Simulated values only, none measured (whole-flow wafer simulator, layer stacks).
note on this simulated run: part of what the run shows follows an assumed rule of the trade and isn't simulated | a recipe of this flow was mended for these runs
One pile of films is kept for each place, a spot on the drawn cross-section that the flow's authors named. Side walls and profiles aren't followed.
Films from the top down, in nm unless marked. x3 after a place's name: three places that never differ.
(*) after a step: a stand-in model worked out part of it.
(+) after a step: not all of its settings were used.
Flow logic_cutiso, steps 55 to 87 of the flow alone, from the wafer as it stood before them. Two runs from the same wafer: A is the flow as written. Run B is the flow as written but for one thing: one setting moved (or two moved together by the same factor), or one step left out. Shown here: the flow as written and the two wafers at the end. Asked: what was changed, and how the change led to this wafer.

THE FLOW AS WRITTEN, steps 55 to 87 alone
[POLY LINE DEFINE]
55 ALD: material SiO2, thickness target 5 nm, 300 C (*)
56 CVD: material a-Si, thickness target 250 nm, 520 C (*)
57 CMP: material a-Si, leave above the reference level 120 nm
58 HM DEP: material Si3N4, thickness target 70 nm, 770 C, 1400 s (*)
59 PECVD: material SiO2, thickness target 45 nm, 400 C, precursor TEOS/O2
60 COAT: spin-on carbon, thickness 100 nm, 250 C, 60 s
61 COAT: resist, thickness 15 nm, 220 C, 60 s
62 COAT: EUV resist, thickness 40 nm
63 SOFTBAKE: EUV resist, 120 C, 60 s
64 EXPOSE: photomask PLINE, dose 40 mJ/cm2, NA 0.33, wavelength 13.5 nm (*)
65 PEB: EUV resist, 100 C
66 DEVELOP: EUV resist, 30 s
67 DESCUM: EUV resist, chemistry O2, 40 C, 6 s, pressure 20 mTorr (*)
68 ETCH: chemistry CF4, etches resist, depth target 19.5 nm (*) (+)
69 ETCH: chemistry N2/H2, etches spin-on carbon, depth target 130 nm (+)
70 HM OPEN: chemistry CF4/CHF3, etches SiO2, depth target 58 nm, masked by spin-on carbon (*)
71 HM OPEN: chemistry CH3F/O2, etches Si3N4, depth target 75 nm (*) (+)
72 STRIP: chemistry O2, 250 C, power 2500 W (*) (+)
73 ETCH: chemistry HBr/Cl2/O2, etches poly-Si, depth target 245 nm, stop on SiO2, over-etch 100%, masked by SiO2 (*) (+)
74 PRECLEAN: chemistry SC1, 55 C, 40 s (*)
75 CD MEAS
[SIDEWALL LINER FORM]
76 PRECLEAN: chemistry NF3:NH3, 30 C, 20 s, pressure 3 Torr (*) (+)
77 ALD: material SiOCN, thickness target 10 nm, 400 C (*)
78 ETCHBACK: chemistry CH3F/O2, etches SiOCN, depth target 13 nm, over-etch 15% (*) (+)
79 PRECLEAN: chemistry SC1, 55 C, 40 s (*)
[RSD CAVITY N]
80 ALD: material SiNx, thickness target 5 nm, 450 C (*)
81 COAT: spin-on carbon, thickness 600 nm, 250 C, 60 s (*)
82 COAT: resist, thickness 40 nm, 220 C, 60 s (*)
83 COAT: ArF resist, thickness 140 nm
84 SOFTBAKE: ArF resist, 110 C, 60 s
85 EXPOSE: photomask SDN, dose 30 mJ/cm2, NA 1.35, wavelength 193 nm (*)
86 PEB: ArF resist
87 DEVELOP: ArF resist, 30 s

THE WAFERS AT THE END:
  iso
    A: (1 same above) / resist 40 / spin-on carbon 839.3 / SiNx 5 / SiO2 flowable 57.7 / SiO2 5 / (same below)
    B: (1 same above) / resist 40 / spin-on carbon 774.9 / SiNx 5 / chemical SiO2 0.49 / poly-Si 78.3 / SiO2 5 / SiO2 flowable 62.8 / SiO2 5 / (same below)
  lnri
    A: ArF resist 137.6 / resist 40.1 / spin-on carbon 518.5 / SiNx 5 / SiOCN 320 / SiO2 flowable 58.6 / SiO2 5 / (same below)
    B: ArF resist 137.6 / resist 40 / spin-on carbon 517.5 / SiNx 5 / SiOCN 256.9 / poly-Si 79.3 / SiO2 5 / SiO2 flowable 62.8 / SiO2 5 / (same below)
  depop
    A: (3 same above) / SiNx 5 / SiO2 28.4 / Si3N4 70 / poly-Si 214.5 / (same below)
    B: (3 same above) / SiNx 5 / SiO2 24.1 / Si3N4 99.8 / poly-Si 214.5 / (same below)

The cause: step 58, HM DEP: thickness target 99.8 nm was run, where the flow has thickness target 70 nm; step 58, HM DEP: 1995 s was run, where the flow has 1400 s.
It can be read off the wafer: depop has Si3N4 99.8, and step 58 as written asks for 70 nm.

How the change led to this, step by step:
  58 HM DEP: material Si3N4, thickness target 70 nm, 770 C, 1400 s (*)
      gl, glp, gxn and 11 more: A Si3N4 +70 (new film), poly-Si +120 (new film), a-Si -120 (all of it) | B Si3N4 +99.8 (new film), poly-Si +120 (new film), a-Si -120 (all of it)
      depop, dpovl x3, gfld, gxf, iso, lnri: A Si3N4 +70 (new film), poly-Si +214.5 (new film), a-Si -214.5 (all of it) | B Si3N4 +99.8 (new film), poly-Si +214.5 (new film), a-Si -214.5 (all of it)
  71 HM OPEN: chemistry CH3F/O2, etches Si3N4, depth target 75 nm (*) (+)
      iso, lnr, lnri and 6 more: A Si3N4 -55.2 (all of it), poly-Si -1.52 | B Si3N4 -75
  72 STRIP: chemistry O2, 250 C, power 2500 W (*) (+)
      iso, lnr, lnri and 6 more: A chemical SiO2 +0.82 (new film), poly-Si -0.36 | B nothing
  73 ETCH: chemistry HBr/Cl2/O2, etches poly-Si, depth target 245 nm, stop on SiO2, over-etch 100%, masked by SiO2 (*) (+)
      lnr, lnrp, lnrt, rsdn, rsdp, rsdw, rsdx: A chemical SiO2 -0.82 (all of it), poly-Si -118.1 (all of it), SiO2 -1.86 | B Si3N4 -10 (all of it), poly-Si -120 (all of it), SiO2 -0.75
      iso, lnri: A chemical SiO2 -0.82 (all of it), poly-Si -212.6 (all of it), SiO2 -1.39 | B Si3N4 -10 (all of it), poly-Si -134.9
      (and at 13 more places)
  76 PRECLEAN: chemistry NF3:NH3, 30 C, 20 s, pressure 3 Torr (*) (+)
      iso, lnri: A SiO2 -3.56 (all of it), SiO2 flowable -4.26 | B chemical SiO2 -0.49 (all of it)
      lnr, lnrp, lnrt, rsdn, rsdp, rsdw, rsdx: A SiO2 -3.09 (all of it), chemical SiO2 -0.49 (all of it) | B SiO2 -4.2 (all of it), chemical SiO2 -0.49 (all of it)
  78 ETCHBACK: chemistry CH3F/O2, etches SiOCN, depth target 13 nm, over-etch 15% (*) (+)
      iso: A SiOCN -10 (all of it), SiO2 flowable -0.75 | B SiOCN -10 (all of it), poly-Si -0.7
  81 COAT: spin-on carbon, thickness 600 nm, 250 C, 60 s (*)
      rsdn, rsdp, rsdw, rsdx: A spin-on carbon +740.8 (new film) | B spin-on carbon +765.1 (new film)
      iso: A spin-on carbon +839.3 (new film) | B spin-on carbon +774.9 (new film)
